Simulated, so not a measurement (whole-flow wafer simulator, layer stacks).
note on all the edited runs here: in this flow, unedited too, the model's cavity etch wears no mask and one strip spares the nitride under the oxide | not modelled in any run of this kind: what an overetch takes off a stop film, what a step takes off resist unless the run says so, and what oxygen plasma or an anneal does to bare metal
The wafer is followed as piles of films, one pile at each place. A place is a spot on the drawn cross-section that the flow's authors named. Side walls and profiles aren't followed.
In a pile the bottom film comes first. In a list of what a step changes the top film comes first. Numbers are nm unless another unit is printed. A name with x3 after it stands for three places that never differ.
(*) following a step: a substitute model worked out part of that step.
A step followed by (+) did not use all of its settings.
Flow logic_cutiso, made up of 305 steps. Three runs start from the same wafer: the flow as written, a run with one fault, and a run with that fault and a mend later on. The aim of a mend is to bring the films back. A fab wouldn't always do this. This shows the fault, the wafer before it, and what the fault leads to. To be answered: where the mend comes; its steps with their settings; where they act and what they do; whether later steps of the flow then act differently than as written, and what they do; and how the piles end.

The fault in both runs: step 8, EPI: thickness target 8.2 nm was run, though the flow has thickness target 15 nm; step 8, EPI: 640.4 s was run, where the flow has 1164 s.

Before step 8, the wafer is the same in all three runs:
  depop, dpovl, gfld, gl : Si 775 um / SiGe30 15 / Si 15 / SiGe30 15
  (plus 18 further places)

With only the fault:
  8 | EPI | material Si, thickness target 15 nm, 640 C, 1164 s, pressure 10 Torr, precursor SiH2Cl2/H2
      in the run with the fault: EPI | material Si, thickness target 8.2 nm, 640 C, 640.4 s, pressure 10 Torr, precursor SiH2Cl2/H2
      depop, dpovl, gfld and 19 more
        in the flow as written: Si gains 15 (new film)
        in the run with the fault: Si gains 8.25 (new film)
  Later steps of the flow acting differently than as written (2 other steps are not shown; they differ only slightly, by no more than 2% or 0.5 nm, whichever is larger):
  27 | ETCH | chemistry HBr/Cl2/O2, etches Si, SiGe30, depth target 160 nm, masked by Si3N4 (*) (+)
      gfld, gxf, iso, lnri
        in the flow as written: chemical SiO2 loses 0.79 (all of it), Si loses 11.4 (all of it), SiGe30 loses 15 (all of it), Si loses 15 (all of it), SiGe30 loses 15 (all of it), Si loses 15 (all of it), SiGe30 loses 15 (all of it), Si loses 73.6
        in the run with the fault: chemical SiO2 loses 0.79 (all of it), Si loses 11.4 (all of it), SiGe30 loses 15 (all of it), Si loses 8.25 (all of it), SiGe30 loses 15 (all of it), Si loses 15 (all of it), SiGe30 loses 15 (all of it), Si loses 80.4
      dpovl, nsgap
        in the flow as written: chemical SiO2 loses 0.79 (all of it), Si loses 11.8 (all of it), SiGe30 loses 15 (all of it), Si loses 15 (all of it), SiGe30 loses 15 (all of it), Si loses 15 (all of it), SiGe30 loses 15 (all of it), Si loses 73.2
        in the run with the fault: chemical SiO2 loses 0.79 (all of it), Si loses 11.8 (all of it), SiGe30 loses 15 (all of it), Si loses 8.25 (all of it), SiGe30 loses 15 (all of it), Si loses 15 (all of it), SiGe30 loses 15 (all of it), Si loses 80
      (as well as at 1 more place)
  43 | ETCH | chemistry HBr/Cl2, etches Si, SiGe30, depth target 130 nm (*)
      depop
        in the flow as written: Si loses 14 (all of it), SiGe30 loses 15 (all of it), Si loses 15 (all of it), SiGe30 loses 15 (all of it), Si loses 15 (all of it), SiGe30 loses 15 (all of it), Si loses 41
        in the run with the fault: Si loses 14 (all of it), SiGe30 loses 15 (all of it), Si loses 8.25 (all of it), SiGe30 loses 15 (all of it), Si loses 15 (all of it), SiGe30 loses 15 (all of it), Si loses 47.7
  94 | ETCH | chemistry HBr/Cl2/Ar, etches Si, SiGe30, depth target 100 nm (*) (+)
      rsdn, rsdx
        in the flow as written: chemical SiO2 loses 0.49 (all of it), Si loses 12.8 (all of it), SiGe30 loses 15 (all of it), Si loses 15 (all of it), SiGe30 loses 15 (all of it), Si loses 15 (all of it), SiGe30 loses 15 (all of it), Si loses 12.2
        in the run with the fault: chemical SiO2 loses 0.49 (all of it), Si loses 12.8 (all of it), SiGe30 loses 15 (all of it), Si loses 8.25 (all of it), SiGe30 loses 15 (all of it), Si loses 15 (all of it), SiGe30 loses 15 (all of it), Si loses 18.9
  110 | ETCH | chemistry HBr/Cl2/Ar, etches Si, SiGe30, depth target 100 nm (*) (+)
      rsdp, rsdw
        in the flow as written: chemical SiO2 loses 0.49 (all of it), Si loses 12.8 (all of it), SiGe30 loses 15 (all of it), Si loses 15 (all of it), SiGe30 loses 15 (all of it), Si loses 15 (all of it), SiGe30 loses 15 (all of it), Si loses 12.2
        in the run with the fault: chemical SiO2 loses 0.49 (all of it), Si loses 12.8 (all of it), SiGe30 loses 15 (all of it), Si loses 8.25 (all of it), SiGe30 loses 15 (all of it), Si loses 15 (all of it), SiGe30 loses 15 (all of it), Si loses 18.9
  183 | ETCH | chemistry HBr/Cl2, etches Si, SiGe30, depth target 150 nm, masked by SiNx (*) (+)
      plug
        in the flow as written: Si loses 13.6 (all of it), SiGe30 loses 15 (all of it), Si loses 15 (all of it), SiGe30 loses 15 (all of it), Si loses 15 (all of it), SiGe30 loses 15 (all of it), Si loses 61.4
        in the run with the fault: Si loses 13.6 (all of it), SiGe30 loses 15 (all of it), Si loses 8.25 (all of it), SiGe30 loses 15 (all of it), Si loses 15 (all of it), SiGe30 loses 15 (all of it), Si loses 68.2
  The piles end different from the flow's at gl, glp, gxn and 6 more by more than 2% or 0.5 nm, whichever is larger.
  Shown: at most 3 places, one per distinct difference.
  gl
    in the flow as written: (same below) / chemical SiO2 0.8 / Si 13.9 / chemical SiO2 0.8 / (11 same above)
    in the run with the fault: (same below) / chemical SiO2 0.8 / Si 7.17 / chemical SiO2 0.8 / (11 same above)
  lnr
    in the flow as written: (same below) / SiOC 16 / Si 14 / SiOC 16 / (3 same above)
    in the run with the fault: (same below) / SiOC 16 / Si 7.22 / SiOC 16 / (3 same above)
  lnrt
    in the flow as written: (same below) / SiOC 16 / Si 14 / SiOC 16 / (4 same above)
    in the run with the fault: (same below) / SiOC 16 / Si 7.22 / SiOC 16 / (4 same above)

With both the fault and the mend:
  The mend stands after step 8.
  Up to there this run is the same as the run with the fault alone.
  8a | EPI | material Si, thickness target 6.8 nm, 640 C, 527.9 s, pressure 10 Torr, precursor SiH2Cl2/H2 (a further turn of the flow's step 8, with different settings)
      depop, dpovl, gfld and 19 more
        Si gains 6.8
  None of the later steps of the flow differs from how it acts as written, at any place that is followed, by more than 2% or 0.5 nm, whichever is larger.
  When the end is reached, the piles differ only a little from the flow's at the places that both follow, at most by 2% or 0.5 nm, whichever is larger.
